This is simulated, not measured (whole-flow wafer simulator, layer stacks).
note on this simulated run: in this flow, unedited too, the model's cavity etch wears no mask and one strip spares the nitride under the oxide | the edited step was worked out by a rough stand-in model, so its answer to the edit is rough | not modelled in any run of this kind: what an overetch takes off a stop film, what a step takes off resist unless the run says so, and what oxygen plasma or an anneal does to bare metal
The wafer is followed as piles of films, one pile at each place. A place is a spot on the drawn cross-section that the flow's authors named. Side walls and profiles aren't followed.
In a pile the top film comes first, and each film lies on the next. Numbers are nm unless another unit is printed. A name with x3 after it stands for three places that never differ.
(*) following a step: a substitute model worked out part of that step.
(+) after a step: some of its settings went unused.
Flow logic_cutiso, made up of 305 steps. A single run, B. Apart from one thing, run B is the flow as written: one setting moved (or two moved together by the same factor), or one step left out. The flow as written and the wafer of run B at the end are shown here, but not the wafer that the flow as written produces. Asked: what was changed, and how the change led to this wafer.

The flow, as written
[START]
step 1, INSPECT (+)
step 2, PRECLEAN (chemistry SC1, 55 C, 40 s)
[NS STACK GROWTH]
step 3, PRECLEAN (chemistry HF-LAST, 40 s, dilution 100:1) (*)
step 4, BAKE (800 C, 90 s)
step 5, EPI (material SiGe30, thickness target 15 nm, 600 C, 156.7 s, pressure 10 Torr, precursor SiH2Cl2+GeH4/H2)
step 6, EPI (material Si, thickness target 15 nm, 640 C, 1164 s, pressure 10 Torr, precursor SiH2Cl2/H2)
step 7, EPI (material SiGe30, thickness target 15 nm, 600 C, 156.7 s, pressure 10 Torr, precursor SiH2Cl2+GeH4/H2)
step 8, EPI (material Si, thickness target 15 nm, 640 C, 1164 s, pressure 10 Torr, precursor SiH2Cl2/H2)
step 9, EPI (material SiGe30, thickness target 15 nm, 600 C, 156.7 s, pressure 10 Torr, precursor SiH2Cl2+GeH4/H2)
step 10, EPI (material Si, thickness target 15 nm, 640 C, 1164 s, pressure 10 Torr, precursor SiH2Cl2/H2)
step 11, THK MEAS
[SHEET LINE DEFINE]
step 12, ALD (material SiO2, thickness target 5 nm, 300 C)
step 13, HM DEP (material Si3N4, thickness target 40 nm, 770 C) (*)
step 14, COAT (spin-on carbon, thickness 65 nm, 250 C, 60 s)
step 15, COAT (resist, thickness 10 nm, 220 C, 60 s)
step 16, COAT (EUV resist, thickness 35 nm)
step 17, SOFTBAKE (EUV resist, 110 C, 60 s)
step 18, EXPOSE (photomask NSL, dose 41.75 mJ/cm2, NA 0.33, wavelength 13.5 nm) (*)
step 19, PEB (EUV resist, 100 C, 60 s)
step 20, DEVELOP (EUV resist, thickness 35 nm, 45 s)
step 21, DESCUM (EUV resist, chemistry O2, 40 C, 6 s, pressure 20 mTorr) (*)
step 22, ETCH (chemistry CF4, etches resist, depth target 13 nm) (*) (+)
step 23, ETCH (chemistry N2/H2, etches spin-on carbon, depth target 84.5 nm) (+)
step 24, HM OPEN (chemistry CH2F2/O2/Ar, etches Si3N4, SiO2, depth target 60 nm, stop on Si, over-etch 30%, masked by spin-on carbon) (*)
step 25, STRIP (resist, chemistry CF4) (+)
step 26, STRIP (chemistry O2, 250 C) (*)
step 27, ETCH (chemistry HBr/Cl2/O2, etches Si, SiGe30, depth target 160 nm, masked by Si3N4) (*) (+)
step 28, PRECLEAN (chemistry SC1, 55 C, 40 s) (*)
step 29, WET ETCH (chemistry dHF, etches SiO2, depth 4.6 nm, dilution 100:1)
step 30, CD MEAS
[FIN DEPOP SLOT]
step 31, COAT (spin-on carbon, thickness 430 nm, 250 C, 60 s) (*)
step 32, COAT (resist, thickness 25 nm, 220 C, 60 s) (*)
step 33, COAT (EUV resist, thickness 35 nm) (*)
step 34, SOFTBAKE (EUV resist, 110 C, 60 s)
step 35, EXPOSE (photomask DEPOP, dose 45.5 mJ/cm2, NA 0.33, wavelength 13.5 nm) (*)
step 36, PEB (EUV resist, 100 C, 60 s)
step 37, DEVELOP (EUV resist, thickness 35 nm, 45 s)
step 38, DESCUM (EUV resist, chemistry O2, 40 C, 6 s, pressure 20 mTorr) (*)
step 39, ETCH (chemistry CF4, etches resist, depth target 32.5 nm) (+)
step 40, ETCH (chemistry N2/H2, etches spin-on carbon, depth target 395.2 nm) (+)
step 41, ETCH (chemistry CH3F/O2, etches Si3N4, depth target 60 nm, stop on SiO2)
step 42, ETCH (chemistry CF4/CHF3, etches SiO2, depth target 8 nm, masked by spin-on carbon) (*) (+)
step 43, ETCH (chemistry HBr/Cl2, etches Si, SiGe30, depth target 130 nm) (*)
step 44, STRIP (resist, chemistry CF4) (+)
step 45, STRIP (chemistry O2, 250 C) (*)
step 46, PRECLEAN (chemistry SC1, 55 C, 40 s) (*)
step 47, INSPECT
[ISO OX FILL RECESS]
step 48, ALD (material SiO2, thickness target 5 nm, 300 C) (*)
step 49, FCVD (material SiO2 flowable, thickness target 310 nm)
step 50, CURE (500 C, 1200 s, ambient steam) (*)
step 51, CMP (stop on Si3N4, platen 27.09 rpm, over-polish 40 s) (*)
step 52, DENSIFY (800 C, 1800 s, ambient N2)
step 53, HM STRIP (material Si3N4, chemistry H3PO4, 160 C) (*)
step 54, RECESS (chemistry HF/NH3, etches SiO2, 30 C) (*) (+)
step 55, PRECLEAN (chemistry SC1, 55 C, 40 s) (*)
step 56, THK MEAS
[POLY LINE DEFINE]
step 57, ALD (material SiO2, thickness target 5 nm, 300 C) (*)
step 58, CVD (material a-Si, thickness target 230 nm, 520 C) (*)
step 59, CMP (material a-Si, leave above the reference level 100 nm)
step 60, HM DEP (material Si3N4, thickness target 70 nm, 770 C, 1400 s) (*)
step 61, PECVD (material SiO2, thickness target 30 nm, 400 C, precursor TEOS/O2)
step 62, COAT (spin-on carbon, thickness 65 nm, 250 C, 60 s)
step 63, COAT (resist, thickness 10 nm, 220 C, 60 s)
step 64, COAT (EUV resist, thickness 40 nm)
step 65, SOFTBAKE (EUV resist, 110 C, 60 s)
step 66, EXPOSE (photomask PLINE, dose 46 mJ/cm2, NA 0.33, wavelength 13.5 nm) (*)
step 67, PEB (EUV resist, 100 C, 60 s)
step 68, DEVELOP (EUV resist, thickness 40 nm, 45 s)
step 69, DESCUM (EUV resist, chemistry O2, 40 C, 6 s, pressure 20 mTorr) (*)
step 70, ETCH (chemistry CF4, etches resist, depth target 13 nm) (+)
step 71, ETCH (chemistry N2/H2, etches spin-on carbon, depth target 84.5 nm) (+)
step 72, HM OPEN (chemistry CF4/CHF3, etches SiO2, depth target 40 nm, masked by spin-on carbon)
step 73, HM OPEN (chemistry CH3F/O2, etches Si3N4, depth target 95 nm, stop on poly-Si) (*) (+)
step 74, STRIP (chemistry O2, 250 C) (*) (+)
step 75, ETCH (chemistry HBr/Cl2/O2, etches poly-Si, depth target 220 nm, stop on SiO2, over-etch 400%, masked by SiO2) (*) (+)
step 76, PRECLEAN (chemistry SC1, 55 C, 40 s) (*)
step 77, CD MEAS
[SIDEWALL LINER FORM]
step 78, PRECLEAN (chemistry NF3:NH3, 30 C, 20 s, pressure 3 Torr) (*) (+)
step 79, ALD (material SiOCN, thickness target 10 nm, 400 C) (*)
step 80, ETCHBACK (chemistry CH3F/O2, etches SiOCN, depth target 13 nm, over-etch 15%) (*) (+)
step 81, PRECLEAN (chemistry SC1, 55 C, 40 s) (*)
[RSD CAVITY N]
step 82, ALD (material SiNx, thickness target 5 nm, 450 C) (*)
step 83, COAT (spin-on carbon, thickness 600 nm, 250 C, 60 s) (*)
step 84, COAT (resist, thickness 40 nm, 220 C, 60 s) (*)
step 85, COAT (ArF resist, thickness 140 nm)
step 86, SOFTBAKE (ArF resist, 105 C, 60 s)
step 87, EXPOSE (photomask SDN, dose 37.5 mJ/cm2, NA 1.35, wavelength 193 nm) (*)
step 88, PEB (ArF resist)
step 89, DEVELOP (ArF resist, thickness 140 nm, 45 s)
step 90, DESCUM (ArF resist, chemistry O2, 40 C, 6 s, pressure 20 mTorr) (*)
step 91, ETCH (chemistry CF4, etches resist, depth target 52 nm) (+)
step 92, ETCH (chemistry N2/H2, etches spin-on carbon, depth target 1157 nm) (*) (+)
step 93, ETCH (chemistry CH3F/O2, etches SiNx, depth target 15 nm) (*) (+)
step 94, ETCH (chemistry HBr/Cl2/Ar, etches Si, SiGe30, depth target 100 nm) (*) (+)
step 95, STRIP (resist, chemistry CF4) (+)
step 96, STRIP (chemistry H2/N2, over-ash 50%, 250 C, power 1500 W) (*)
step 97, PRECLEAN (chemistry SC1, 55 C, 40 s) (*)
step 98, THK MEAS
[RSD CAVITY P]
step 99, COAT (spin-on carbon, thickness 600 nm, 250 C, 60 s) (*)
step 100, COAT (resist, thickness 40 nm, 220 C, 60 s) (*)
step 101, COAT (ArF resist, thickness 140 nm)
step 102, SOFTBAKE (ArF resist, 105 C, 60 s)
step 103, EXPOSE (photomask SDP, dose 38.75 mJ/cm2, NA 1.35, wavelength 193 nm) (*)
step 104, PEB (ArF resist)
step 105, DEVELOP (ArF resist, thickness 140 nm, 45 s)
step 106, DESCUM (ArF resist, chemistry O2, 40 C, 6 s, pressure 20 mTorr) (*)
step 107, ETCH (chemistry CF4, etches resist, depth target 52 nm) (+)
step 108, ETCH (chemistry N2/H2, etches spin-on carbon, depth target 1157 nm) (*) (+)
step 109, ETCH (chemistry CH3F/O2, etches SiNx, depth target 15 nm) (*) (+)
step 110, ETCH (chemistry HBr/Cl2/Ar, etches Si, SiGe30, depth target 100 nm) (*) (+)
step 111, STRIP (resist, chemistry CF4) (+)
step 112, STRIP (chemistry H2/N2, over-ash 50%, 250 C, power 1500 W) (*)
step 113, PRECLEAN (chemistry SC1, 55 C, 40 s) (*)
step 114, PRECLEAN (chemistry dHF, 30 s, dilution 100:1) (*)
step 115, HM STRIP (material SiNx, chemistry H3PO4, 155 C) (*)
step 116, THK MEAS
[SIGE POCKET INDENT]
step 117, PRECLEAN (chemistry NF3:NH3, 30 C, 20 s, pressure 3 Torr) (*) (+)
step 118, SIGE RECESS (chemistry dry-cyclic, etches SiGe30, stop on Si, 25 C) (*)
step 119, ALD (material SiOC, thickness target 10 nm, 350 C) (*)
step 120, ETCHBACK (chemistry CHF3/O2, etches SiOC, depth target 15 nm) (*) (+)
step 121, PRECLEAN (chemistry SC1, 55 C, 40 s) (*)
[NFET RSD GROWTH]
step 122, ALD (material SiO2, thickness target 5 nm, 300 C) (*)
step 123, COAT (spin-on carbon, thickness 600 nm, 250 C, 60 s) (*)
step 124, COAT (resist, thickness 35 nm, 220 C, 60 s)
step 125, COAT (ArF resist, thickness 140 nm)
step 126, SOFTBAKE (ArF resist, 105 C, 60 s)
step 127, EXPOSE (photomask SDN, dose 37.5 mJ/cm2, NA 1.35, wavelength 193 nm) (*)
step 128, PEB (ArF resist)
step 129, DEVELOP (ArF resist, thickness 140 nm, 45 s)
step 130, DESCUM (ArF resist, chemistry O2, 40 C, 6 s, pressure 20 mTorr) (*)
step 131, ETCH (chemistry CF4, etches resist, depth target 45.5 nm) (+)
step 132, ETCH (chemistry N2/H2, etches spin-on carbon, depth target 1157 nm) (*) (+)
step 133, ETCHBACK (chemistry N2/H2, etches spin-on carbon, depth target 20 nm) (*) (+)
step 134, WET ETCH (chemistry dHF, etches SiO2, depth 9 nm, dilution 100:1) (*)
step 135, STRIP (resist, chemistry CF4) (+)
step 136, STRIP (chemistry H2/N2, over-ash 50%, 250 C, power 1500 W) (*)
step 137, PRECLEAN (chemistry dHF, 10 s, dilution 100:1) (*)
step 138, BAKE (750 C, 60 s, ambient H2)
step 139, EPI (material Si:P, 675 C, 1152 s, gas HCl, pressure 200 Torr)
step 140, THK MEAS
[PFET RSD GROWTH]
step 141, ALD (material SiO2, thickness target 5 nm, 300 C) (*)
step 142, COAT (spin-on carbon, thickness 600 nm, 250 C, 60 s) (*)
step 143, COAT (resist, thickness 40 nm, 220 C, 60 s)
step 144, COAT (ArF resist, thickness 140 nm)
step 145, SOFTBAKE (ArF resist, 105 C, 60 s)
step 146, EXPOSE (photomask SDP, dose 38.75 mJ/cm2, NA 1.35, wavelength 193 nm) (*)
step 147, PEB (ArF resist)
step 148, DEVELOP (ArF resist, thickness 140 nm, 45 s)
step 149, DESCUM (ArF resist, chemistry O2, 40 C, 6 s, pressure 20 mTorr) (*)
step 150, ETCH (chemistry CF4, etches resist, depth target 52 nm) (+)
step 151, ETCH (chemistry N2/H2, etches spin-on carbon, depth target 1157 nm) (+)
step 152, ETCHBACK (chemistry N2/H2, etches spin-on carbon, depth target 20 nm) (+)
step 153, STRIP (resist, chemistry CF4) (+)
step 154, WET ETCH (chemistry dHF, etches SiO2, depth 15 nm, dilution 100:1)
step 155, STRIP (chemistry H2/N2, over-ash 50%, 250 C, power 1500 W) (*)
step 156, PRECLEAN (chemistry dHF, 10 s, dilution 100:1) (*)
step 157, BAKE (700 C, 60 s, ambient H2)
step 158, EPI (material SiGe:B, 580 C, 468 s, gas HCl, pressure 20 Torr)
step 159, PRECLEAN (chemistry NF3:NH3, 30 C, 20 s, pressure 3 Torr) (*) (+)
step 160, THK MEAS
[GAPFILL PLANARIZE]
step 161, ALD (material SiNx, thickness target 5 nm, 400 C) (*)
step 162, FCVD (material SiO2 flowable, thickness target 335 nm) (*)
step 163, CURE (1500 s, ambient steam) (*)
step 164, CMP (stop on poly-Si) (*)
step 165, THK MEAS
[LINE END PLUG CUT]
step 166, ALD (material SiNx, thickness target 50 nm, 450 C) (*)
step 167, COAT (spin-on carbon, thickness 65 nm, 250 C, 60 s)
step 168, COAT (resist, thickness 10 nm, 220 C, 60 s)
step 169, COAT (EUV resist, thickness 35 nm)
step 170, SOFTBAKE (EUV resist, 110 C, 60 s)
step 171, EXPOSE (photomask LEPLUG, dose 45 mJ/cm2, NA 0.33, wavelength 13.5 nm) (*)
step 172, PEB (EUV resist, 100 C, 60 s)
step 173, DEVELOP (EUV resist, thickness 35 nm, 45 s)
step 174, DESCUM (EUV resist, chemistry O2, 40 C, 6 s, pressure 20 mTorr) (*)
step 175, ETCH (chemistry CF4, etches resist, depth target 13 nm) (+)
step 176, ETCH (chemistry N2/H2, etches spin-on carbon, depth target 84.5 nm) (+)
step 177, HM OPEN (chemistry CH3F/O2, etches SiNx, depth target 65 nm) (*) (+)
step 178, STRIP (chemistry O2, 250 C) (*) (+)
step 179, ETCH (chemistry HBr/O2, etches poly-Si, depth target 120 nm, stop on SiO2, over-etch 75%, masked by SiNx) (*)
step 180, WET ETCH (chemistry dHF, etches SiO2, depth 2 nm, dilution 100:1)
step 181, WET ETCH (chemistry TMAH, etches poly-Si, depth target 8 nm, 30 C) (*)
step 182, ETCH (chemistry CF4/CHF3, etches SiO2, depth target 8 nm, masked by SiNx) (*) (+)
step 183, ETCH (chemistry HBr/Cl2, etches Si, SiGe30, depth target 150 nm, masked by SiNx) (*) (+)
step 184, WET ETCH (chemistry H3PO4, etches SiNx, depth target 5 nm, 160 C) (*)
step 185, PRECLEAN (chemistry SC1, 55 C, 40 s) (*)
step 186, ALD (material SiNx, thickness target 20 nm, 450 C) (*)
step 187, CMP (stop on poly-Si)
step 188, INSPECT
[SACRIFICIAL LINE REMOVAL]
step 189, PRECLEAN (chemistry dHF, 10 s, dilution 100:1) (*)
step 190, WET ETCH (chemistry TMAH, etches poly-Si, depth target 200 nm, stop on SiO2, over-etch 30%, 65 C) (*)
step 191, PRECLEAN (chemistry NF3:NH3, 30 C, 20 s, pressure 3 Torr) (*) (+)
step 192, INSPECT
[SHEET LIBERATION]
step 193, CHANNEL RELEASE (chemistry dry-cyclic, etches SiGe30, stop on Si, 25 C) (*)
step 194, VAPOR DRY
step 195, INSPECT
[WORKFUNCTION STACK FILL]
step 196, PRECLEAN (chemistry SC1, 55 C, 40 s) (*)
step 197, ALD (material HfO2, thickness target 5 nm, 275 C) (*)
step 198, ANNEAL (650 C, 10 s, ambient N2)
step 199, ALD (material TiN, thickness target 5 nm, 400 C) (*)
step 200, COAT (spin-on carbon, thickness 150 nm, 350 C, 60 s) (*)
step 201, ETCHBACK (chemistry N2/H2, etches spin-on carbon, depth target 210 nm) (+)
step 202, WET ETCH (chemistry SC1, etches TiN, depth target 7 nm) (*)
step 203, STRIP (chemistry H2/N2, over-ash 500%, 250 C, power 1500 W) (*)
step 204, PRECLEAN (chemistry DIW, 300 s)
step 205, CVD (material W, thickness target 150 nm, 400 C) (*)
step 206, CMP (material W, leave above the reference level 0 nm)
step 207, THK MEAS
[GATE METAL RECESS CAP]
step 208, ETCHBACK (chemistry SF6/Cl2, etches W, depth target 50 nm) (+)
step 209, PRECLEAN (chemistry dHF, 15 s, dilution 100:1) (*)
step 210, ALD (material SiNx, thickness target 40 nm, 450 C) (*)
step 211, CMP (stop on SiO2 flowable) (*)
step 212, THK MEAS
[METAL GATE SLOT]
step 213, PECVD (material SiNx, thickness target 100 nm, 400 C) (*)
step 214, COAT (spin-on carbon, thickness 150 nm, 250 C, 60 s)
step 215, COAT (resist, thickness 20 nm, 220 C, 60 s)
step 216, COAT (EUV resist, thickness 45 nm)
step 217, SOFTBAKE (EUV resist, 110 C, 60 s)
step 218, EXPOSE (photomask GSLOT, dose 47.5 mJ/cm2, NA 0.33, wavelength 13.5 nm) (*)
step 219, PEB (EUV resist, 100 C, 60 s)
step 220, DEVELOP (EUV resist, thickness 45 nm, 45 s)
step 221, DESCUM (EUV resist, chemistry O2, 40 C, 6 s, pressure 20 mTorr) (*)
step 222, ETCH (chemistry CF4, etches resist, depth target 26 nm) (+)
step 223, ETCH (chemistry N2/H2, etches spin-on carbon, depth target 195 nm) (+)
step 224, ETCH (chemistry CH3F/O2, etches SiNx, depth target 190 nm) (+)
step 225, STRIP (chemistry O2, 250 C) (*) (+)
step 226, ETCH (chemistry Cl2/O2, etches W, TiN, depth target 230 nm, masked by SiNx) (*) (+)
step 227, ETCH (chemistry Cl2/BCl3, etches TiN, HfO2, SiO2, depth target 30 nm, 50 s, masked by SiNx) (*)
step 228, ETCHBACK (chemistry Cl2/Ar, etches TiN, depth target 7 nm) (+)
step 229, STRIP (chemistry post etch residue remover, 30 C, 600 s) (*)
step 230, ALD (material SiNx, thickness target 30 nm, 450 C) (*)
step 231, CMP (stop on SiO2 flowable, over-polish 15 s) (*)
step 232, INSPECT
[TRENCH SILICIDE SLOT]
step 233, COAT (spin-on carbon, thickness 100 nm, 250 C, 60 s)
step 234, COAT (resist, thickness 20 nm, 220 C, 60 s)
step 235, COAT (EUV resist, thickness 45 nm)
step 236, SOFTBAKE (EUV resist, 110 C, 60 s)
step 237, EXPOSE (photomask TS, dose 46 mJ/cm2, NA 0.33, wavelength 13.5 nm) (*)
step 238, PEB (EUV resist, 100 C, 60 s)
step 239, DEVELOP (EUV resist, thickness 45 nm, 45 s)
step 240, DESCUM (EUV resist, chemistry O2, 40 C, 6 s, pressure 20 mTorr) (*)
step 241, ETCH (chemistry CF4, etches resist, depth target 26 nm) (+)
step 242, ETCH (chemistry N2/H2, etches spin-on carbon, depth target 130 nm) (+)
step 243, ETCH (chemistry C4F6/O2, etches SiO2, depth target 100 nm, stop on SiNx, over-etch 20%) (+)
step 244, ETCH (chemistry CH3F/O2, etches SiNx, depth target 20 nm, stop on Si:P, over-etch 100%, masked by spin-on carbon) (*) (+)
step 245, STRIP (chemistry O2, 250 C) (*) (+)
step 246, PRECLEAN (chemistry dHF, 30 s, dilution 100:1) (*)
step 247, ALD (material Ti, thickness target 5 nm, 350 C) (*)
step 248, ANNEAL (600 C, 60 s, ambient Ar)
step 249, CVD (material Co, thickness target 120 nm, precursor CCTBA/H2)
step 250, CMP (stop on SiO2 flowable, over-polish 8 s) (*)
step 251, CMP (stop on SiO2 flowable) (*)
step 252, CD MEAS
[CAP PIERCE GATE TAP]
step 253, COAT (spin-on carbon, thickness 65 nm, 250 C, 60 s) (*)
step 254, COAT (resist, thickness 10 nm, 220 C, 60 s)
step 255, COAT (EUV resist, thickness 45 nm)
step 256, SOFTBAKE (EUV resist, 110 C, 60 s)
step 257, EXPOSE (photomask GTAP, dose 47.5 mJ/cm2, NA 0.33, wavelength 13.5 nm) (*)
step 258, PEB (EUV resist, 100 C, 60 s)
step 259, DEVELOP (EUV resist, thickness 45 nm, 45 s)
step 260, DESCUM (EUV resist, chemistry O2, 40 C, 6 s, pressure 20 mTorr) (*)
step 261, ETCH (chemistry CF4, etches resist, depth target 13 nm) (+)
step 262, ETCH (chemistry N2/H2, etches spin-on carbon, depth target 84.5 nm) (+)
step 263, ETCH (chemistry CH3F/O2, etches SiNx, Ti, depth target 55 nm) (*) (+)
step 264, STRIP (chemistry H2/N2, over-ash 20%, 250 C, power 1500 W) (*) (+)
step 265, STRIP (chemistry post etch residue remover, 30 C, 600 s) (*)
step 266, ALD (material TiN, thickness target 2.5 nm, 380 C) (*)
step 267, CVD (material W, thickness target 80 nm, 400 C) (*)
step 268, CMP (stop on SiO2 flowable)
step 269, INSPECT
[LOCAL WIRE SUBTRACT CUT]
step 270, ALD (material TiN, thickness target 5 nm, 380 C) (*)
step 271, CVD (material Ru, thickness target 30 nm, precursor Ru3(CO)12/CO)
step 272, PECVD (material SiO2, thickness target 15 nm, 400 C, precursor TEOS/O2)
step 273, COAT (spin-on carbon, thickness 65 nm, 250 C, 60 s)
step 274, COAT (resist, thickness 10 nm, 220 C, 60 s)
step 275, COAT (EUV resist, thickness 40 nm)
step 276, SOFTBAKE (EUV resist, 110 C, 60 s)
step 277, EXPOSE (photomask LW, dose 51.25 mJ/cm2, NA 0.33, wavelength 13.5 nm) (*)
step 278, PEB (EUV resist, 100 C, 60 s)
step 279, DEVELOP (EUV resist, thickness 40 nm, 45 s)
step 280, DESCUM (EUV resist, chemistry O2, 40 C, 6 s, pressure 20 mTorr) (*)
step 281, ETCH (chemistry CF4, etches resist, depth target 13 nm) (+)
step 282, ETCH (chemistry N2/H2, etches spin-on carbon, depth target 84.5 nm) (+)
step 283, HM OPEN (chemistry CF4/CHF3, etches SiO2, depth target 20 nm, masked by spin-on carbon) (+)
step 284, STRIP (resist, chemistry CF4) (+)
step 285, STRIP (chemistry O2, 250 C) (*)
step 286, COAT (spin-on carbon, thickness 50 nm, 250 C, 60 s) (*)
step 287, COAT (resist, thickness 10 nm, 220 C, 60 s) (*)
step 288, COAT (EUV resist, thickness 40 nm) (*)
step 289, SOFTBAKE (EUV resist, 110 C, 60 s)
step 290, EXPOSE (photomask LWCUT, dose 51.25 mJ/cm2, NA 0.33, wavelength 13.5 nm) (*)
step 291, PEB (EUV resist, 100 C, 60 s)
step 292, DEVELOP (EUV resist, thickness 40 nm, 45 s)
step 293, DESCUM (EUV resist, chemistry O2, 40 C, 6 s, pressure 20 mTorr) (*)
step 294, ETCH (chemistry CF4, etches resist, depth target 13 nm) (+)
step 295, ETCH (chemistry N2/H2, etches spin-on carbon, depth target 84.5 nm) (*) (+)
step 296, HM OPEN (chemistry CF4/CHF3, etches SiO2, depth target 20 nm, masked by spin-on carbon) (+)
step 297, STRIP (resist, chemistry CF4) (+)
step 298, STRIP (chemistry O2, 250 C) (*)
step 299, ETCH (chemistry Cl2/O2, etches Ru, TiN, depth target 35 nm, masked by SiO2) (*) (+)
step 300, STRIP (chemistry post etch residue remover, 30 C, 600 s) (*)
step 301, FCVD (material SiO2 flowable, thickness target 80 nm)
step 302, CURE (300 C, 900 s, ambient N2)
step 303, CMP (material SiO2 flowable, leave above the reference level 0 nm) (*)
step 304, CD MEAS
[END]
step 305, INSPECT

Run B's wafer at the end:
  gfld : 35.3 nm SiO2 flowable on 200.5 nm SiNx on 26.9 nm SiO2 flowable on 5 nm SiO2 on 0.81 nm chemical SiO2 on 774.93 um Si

The reason: step 227, ETCH: depth target 42 nm was run, whereas the flow has depth target 30 nm; step 227, ETCH: 70 s was run, where the flow has 50 s.

Step by step, how the change led to this:
  step 227, ETCH (chemistry Cl2/BCl3, etches TiN, HfO2, SiO2, depth target 30 nm, 50 s, masked by SiNx) (*)
      depop, dpovl, gl and 18 more: SiNx loses 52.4 (as written it would have been: SiNx loses 37.4)
      gfld: HfO2 loses 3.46 (all of it), SiO2 flowable loses 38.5 (as written it would have been: HfO2 loses 3.46 (all of it), SiO2 flowable loses 26.5)
  step 231, CMP (stop on SiO2 flowable, over-polish 15 s) (*)
      depop, dpovl, gl and 9 more: SiNx loses 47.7 (as written it would have been: SiNx loses 62.7)
      lnr, lnri, lnrp, lnrt: SiNx loses 46 (all of it), SiOCN loses 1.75 (as written it would have been: SiNx loses 61 (all of it), SiOCN loses 1.75)
      (as well as at 6 more places)
